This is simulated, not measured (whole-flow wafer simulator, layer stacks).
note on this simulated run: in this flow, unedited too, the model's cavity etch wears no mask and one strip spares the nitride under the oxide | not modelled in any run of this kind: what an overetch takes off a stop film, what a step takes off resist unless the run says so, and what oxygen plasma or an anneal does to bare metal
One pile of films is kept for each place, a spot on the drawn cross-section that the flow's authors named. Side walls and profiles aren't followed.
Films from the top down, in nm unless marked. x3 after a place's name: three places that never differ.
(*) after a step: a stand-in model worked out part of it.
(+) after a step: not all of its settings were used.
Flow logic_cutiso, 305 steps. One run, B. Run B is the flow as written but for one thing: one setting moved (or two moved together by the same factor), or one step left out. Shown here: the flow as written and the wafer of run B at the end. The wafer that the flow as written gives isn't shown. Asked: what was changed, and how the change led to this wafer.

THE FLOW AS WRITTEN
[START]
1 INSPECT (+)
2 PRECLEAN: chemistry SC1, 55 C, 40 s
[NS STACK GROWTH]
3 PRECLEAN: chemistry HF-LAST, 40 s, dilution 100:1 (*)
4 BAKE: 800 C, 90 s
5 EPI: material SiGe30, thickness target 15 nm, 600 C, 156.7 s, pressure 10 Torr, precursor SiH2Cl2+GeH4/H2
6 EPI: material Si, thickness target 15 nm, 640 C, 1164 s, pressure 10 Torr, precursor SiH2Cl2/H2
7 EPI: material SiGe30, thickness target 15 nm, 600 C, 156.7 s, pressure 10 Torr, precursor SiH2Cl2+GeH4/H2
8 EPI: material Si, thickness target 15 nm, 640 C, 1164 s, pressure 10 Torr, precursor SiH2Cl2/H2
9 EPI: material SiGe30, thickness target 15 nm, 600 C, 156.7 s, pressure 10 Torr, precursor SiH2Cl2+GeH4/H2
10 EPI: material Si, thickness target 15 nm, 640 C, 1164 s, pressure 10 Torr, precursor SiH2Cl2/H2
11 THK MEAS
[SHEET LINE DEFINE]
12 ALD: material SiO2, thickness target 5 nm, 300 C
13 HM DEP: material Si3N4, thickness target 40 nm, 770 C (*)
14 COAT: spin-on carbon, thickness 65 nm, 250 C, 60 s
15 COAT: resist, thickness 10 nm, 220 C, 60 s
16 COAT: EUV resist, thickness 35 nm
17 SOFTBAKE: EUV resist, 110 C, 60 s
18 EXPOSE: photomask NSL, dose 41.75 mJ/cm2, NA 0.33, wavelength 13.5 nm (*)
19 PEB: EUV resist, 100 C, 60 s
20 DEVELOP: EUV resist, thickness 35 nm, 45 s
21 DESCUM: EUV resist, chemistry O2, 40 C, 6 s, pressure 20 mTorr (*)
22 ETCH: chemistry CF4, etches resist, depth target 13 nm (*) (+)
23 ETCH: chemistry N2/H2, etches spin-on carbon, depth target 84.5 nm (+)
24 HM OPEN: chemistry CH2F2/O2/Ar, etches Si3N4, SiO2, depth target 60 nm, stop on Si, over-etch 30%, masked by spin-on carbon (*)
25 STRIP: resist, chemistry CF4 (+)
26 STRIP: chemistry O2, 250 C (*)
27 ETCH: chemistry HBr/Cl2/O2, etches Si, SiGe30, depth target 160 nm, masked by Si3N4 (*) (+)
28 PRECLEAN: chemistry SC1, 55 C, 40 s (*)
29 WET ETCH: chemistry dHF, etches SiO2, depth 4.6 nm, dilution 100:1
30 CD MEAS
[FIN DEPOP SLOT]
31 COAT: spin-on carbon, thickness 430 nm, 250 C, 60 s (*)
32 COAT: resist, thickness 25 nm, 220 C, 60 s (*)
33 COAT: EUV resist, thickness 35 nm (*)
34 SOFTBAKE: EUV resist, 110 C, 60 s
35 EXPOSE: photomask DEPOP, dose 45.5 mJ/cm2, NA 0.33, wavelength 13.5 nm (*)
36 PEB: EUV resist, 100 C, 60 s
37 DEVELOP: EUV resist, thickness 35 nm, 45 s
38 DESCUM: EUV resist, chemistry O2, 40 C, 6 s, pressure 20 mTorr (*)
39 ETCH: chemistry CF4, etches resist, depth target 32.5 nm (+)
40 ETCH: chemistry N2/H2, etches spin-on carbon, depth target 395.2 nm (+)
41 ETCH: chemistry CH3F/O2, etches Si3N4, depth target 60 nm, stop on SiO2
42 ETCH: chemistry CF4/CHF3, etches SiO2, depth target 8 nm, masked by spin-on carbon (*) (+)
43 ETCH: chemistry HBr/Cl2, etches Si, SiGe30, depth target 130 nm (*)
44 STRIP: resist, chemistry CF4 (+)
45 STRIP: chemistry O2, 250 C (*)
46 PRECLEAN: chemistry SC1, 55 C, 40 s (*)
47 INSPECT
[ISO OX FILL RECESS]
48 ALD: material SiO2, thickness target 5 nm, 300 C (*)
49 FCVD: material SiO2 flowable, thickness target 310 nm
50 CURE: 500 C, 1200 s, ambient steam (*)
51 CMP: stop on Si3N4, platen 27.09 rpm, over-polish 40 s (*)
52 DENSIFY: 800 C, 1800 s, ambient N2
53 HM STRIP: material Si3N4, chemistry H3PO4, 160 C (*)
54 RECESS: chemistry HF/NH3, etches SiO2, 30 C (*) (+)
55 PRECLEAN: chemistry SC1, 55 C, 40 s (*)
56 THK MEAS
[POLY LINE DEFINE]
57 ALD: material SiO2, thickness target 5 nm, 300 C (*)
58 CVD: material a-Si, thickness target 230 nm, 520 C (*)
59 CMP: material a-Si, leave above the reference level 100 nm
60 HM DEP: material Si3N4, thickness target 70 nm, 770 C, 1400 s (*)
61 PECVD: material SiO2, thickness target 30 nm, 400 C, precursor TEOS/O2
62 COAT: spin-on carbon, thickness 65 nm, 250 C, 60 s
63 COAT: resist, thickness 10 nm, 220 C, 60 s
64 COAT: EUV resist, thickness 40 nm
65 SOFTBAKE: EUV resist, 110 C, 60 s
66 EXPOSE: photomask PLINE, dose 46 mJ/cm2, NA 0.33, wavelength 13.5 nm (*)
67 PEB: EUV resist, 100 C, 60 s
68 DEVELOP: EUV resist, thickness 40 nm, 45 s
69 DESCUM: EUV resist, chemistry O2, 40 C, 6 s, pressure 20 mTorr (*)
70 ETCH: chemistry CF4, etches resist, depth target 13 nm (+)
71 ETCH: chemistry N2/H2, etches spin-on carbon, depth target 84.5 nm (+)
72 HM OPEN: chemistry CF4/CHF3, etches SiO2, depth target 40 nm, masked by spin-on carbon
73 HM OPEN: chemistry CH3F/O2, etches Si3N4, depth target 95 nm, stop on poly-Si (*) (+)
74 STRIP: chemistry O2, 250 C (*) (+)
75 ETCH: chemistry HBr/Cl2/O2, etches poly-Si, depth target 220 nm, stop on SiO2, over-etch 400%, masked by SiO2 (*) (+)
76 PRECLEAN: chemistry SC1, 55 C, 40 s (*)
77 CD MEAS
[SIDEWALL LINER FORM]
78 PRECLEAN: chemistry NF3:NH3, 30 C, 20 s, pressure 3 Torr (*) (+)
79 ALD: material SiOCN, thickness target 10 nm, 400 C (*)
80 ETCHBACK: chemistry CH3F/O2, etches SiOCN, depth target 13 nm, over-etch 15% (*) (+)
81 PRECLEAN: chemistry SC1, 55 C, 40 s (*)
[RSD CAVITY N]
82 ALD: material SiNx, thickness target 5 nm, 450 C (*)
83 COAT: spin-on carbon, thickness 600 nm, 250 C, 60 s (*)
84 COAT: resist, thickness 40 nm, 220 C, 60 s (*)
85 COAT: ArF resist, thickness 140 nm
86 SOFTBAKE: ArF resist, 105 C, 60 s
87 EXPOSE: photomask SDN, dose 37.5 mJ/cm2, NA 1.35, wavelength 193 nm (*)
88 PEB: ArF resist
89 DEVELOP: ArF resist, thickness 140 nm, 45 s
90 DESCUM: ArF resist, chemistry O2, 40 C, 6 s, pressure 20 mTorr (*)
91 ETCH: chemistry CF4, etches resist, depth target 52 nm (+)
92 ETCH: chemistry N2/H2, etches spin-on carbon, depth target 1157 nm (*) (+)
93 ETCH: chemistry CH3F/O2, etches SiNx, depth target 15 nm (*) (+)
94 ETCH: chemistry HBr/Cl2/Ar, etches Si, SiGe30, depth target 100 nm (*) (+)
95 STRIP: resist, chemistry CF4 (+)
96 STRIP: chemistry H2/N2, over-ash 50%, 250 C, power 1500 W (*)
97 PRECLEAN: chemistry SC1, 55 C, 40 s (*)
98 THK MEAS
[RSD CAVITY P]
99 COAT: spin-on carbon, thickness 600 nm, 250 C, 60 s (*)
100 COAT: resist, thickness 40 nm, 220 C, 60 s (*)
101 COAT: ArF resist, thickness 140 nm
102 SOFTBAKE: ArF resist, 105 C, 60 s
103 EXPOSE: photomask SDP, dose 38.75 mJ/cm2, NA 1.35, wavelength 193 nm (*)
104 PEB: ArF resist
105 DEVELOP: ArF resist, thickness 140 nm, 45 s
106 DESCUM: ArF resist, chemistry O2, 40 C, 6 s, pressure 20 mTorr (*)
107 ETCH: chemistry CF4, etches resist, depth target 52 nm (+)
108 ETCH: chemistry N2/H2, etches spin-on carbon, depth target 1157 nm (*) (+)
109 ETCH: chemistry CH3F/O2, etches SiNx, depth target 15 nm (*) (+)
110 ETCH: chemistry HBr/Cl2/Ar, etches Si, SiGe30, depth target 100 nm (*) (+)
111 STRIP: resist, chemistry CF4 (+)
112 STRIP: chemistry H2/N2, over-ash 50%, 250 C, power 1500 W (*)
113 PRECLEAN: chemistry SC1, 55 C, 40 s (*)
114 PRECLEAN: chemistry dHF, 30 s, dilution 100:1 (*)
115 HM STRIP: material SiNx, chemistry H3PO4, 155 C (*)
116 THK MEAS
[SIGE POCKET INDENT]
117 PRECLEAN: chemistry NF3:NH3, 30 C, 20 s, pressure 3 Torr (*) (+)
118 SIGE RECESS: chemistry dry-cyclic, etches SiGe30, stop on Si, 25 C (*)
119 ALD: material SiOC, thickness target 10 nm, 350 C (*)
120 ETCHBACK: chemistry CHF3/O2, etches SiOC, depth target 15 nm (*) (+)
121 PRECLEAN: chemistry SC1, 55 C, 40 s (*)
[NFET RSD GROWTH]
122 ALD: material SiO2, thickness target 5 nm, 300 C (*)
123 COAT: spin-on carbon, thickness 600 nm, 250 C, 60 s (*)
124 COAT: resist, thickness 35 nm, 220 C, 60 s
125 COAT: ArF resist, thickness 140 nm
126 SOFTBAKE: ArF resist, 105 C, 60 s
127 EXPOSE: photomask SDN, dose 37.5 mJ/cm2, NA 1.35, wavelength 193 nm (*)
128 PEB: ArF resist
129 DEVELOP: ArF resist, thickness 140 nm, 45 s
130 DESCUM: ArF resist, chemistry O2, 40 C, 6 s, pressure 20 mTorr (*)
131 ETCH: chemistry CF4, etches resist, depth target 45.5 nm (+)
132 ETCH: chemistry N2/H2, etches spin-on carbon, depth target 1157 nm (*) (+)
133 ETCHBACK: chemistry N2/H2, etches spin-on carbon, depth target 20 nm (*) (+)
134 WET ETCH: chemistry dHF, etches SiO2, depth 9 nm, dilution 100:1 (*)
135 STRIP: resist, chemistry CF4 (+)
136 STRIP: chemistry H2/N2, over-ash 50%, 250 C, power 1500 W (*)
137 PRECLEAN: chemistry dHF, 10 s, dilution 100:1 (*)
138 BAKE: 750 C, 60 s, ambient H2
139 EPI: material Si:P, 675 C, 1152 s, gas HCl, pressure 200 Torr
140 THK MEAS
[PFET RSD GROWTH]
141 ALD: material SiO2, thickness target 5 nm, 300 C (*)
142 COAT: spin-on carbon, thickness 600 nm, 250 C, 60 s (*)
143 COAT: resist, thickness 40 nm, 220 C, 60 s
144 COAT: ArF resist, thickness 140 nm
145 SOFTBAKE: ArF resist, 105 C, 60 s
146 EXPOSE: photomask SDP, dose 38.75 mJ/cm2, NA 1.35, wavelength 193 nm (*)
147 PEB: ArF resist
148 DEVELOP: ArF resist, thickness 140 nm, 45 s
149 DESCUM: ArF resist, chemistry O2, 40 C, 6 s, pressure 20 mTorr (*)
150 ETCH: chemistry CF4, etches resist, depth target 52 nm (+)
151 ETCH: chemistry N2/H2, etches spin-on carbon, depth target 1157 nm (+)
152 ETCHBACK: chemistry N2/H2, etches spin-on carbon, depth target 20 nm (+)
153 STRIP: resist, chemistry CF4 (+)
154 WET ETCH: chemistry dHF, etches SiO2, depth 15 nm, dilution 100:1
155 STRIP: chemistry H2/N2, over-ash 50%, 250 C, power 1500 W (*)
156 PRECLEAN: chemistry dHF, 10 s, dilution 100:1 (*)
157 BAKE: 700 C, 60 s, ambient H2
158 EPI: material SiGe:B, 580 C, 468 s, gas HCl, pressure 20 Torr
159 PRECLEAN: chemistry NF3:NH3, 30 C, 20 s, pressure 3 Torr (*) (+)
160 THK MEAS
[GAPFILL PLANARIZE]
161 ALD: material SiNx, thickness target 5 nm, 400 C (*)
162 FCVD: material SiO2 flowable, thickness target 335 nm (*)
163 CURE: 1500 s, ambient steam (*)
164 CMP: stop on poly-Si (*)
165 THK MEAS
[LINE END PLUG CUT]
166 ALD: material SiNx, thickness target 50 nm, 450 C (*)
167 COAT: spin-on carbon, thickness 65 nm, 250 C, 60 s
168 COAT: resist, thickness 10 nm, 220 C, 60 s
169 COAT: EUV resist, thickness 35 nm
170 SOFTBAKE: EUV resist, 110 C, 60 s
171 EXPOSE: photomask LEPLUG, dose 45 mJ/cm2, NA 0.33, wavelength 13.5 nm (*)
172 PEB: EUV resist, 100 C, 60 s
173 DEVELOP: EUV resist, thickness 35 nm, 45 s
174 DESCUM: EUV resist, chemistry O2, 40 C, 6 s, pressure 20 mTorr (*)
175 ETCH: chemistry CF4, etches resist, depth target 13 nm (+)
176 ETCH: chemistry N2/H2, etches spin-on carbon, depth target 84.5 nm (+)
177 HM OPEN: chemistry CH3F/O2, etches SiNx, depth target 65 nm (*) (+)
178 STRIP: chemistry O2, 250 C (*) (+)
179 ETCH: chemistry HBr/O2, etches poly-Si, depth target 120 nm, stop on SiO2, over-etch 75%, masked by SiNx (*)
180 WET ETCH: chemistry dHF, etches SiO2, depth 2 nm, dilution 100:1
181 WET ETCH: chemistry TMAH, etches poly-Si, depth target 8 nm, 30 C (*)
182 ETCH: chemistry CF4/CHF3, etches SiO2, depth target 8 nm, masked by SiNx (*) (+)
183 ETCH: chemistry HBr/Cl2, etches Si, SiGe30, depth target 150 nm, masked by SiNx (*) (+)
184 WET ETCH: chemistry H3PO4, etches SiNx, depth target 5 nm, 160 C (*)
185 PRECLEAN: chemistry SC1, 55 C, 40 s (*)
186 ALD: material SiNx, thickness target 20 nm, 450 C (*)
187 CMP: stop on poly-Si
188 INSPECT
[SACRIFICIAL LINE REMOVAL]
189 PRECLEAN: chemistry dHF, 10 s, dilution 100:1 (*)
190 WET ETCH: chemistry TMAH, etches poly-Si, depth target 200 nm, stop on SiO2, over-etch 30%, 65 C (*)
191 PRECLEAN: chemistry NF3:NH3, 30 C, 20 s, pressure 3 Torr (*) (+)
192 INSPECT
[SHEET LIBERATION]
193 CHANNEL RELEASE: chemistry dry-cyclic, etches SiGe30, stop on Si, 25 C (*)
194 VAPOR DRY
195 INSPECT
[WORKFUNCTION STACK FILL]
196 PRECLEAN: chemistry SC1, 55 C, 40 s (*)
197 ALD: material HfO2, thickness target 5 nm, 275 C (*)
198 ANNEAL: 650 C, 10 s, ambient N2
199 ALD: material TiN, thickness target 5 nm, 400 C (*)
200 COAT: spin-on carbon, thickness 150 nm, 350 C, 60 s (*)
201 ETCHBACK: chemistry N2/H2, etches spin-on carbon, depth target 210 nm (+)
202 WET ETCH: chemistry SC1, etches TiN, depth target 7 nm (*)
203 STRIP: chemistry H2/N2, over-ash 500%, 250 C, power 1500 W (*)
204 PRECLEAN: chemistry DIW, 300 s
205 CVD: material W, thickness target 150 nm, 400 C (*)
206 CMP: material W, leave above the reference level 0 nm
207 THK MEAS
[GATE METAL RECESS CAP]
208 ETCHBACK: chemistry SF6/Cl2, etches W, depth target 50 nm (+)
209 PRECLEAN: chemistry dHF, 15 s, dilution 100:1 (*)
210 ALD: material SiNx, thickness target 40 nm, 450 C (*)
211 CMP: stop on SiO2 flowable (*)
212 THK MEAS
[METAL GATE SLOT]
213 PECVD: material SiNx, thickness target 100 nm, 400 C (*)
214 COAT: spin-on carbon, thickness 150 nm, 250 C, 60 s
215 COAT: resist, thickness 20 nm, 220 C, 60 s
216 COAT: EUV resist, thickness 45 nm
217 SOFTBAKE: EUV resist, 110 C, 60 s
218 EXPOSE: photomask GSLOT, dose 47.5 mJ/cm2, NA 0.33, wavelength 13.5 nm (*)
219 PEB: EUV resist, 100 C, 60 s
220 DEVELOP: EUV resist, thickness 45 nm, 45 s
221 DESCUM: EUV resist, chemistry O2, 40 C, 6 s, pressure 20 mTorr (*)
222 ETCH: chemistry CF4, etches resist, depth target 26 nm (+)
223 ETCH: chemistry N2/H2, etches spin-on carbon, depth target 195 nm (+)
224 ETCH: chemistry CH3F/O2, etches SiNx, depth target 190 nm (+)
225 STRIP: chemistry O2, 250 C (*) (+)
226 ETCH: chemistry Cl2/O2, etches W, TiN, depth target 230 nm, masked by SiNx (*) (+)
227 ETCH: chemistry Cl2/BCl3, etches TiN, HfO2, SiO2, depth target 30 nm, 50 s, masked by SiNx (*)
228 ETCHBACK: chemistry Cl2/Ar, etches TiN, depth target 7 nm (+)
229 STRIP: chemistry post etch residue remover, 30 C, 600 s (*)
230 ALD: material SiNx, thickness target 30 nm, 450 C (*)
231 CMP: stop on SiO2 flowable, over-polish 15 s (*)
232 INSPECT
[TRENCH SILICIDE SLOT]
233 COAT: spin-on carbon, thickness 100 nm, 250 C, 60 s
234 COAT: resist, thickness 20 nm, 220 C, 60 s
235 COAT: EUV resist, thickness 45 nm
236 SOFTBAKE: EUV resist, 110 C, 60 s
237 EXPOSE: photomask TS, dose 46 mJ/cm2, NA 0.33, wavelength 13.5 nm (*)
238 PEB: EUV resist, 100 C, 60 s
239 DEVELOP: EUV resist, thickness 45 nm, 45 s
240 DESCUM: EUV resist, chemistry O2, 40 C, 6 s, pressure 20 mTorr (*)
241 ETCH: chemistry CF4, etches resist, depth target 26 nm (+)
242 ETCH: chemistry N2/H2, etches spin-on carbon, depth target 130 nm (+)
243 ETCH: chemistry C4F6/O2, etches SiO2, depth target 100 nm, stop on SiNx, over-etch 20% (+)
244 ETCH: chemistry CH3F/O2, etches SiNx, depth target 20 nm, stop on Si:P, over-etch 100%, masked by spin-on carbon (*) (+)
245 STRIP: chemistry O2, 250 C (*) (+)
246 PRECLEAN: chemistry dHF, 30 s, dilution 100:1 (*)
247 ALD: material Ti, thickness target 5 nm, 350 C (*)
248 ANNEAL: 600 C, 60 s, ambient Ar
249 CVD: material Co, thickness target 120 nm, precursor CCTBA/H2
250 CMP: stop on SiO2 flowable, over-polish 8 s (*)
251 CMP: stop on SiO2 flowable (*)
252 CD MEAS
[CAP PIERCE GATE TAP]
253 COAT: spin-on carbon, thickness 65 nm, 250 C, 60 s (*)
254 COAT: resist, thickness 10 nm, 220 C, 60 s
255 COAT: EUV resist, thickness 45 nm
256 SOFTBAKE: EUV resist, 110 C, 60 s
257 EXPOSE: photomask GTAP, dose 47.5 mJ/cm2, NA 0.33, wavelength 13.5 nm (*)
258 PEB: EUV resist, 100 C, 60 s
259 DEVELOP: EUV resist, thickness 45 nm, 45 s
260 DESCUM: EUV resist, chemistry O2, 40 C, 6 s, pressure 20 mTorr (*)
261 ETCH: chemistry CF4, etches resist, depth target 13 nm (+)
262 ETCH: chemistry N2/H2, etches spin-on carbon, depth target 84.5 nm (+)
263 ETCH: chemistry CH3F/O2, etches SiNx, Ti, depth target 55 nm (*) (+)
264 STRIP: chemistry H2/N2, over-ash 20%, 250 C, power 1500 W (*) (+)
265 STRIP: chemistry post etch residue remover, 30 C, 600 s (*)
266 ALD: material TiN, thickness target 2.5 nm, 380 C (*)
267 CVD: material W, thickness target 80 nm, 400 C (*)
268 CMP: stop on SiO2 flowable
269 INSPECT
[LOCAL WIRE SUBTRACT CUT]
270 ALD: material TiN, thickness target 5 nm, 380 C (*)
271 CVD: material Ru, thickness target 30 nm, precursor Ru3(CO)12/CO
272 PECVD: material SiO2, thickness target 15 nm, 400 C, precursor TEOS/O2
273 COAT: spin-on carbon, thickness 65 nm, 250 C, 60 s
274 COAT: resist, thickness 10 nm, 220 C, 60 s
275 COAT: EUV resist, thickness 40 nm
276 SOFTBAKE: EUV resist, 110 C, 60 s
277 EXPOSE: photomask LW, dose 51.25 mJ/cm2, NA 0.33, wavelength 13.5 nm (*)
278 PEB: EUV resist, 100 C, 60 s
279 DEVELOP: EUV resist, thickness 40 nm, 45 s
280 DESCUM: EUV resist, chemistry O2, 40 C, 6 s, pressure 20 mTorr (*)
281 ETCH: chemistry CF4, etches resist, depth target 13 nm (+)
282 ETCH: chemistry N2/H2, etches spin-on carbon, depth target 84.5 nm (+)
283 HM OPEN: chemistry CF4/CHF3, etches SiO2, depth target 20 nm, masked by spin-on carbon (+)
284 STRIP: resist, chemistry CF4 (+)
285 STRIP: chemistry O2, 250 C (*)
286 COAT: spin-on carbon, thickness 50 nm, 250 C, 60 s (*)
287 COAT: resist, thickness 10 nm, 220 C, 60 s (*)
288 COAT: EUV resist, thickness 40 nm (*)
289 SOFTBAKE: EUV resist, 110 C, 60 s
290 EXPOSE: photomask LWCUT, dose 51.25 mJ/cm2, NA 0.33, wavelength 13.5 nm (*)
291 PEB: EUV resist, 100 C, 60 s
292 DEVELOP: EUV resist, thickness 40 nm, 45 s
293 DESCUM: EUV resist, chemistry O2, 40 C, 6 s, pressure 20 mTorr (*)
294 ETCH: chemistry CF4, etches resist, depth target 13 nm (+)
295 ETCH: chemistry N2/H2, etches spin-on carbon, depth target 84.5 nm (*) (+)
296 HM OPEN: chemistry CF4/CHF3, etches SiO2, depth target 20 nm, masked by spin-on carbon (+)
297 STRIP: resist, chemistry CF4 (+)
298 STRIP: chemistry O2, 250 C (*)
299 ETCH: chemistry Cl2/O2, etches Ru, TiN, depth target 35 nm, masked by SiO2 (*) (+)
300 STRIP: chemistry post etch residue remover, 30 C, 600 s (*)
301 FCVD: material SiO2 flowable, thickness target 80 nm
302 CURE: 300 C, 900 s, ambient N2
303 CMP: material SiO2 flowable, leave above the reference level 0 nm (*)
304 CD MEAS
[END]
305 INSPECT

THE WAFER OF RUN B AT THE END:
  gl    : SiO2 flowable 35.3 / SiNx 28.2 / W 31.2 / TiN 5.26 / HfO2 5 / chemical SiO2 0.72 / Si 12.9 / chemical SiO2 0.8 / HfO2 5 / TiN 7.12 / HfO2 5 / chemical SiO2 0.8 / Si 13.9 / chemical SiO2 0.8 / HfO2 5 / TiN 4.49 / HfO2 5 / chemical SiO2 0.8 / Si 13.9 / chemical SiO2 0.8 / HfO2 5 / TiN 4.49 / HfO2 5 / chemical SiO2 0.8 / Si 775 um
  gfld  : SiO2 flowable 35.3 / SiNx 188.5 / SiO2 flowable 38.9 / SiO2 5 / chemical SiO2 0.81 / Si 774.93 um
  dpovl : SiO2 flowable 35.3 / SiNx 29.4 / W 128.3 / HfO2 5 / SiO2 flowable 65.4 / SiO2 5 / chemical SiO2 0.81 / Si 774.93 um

The cause: step 9, EPI: thickness target 17.6 nm was run, where the flow has thickness target 15 nm; step 9, EPI: 184.1 s was run, where the flow has 156.7 s.

How the change led to this, step by step:
  9 EPI: material SiGe30, thickness target 15 nm, 600 C, 156.7 s, pressure 10 Torr, precursor SiH2Cl2+GeH4/H2
      depop, dpovl, gfld and 19 more: SiGe30 +17.6 (new film) (as written it would be: SiGe30 +15 (new film))
  27 ETCH: chemistry HBr/Cl2/O2, etches Si, SiGe30, depth target 160 nm, masked by Si3N4 (*) (+)
      gfld, gxf, iso, lnri: chemical SiO2 -0.79 (all of it), Si -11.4 (all of it), SiGe30 -17.6 (all of it), Si -15 (all of it), SiGe30 -15 (all of it), Si -15 (all of it), SiGe30 -15 (all of it), Si -71 (as written it would be: chemical SiO2 -0.79 (all of it), Si -11.4 (all of it), SiGe30 -15 (all of it), Si -15 (all of it), SiGe30 -15 (all of it), Si -15 (all of it), SiGe30 -15 (all of it), Si -73.6)
      dpovl, nsgap: chemical SiO2 -0.79 (all of it), Si -11.8 (all of it), SiGe30 -17.6 (all of it), Si -15 (all of it), SiGe30 -15 (all of it), Si -15 (all of it), SiGe30 -15 (all of it), Si -70.6 (as written it would be: chemical SiO2 -0.79 (all of it), Si -11.8 (all of it), SiGe30 -15 (all of it), Si -15 (all of it), SiGe30 -15 (all of it), Si -15 (all of it), SiGe30 -15 (all of it), Si -73.2)
      (and at 1 more place)
  43 ETCH: chemistry HBr/Cl2, etches Si, SiGe30, depth target 130 nm (*)
      depop: Si -14 (all of it), SiGe30 -17.6 (all of it), Si -15 (all of it), SiGe30 -15 (all of it), Si -15 (all of it), SiGe30 -15 (all of it), Si -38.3 (as written it would be: Si -14 (all of it), SiGe30 -15 (all of it), Si -15 (all of it), SiGe30 -15 (all of it), Si -15 (all of it), SiGe30 -15 (all of it), Si -41)
  94 ETCH: chemistry HBr/Cl2/Ar, etches Si, SiGe30, depth target 100 nm (*) (+)
      rsdn, rsdx: chemical SiO2 -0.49 (all of it), Si -12.8 (all of it), SiGe30 -17.6 (all of it), Si -15 (all of it), SiGe30 -15 (all of it), Si -15 (all of it), SiGe30 -15 (all of it), Si -9.54 (as written it would be: chemical SiO2 -0.49 (all of it), Si -12.8 (all of it), SiGe30 -15 (all of it), Si -15 (all of it), SiGe30 -15 (all of it), Si -15 (all of it), SiGe30 -15 (all of it), Si -12.2)
  110 ETCH: chemistry HBr/Cl2/Ar, etches Si, SiGe30, depth target 100 nm (*) (+)
      rsdp, rsdw: chemical SiO2 -0.49 (all of it), Si -12.8 (all of it), SiGe30 -17.6 (all of it), Si -15 (all of it), SiGe30 -15 (all of it), Si -15 (all of it), SiGe30 -15 (all of it), Si -9.54 (as written it would be: chemical SiO2 -0.49 (all of it), Si -12.8 (all of it), SiGe30 -15 (all of it), Si -15 (all of it), SiGe30 -15 (all of it), Si -15 (all of it), SiGe30 -15 (all of it), Si -12.2)
  118 SIGE RECESS: chemistry dry-cyclic, etches SiGe30, stop on Si, 25 C (*)
      lnr, lnrp, lnrt: SiOCN -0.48, Si -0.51, cavity +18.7 (new film), SiGe30 -17.6 (all of it), Si -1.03, cavity +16 (new film), SiGe30 -15 (all of it), Si -1.03, cavity +16 (new film), SiGe30 -15 (all of it), Si -0.51 (as written it would be: SiOCN -0.48, Si -0.51, cavity +16 (new film), SiGe30 -15 (all of it), Si -1.03, cavity +16 (new film), SiGe30 -15 (all of it), Si -1.03, cavity +16 (new film), SiGe30 -15 (all of it), Si -0.51)
  119 ALD: material SiOC, thickness target 10 nm, 350 C (*)
      lnr, lnrp, lnrt: SiOC +10 (new film), SiOC +18.7 (new film), cavity -18.7 (all of it), SiOC +16 (new film), cavity -16 (all of it), SiOC +16 (new film), cavity -16 (all of it) (as written it would be: SiOC +10 (new film), SiOC +16 (new film), cavity -16 (all of it), SiOC +16 (new film), cavity -16 (all of it), SiOC +16 (new film), cavity -16 (all of it))
  183 ETCH: chemistry HBr/Cl2, etches Si, SiGe30, depth target 150 nm, masked by SiNx (*) (+)
      plug: Si -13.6 (all of it), SiGe30 -17.6 (all of it), Si -15 (all of it), SiGe30 -15 (all of it), Si -15 (all of it), SiGe30 -15 (all of it), Si -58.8 (as written it would be: Si -13.6 (all of it), SiGe30 -15 (all of it), Si -15 (all of it), SiGe30 -15 (all of it), Si -15 (all of it), SiGe30 -15 (all of it), Si -61.4)
  193 CHANNEL RELEASE: chemistry dry-cyclic, etches SiGe30, stop on Si, 25 C (*)
      gl, glp, gxn, gxp, ns, tap: chemical SiO2 +0.8 (new film), Si -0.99, chemical SiO2 +0.8 (new film), cavity +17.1 (new film), chemical SiO2 +0.8 (new film), SiGe30 -17.6 (all of it), Si -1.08, chemical SiO2 +0.8 (new film), cavity +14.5 (new film), chemical SiO2 +0.8 (new film), SiGe30 -15 (all of it), Si -1.08, chemical SiO2 +0.8 (new film), cavity +14.5 (new film), chemical SiO2 +0.8 (new film), SiGe30 -15 (all of it), Si -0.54 (as written it would be: chemical SiO2 +0.8 (new film), Si -0.99, chemical SiO2 +0.8 (new film), cavity +14.5 (new film), chemical SiO2 +0.8 (new film), SiGe30 -15 (all of it), Si -1.08, chemical SiO2 +0.8 (new film), cavity +14.5 (new film), chemical SiO2 +0.8 (new film), SiGe30 -15 (all of it), Si -1.08, chemical SiO2 +0.8 (new film), cavity +14.5 (new film), chemical SiO2 +0.8 (new film), SiGe30 -15 (all of it), Si -0.54)
  199 ALD: material TiN, thickness target 5 nm, 400 C (*)
      gl, glp, tap: TiN +5.26 (new film), TiN +7.12 (new film), cavity -7.12 (all of it), TiN +4.49 (new film), cavity -4.49 (all of it), TiN +4.49 (new film), cavity -4.49 (all of it) (as written it would be: TiN +5.26 (new film), TiN +4.49 (new film), cavity -4.49 (all of it), TiN +4.49 (new film), cavity -4.49 (all of it), TiN +4.49 (new film), cavity -4.49 (all of it))
      gxn, gxp, ns: TiN +5 (new film), TiN +7.12 (new film), cavity -7.12 (all of it), TiN +4.49 (new film), cavity -4.49 (all of it), TiN +4.49 (new film), cavity -4.49 (all of it) (as written it would be: TiN +5 (new film), TiN +4.49 (new film), cavity -4.49 (all of it), TiN +4.49 (new film), cavity -4.49 (all of it), TiN +4.49 (new film), cavity -4.49 (all of it))
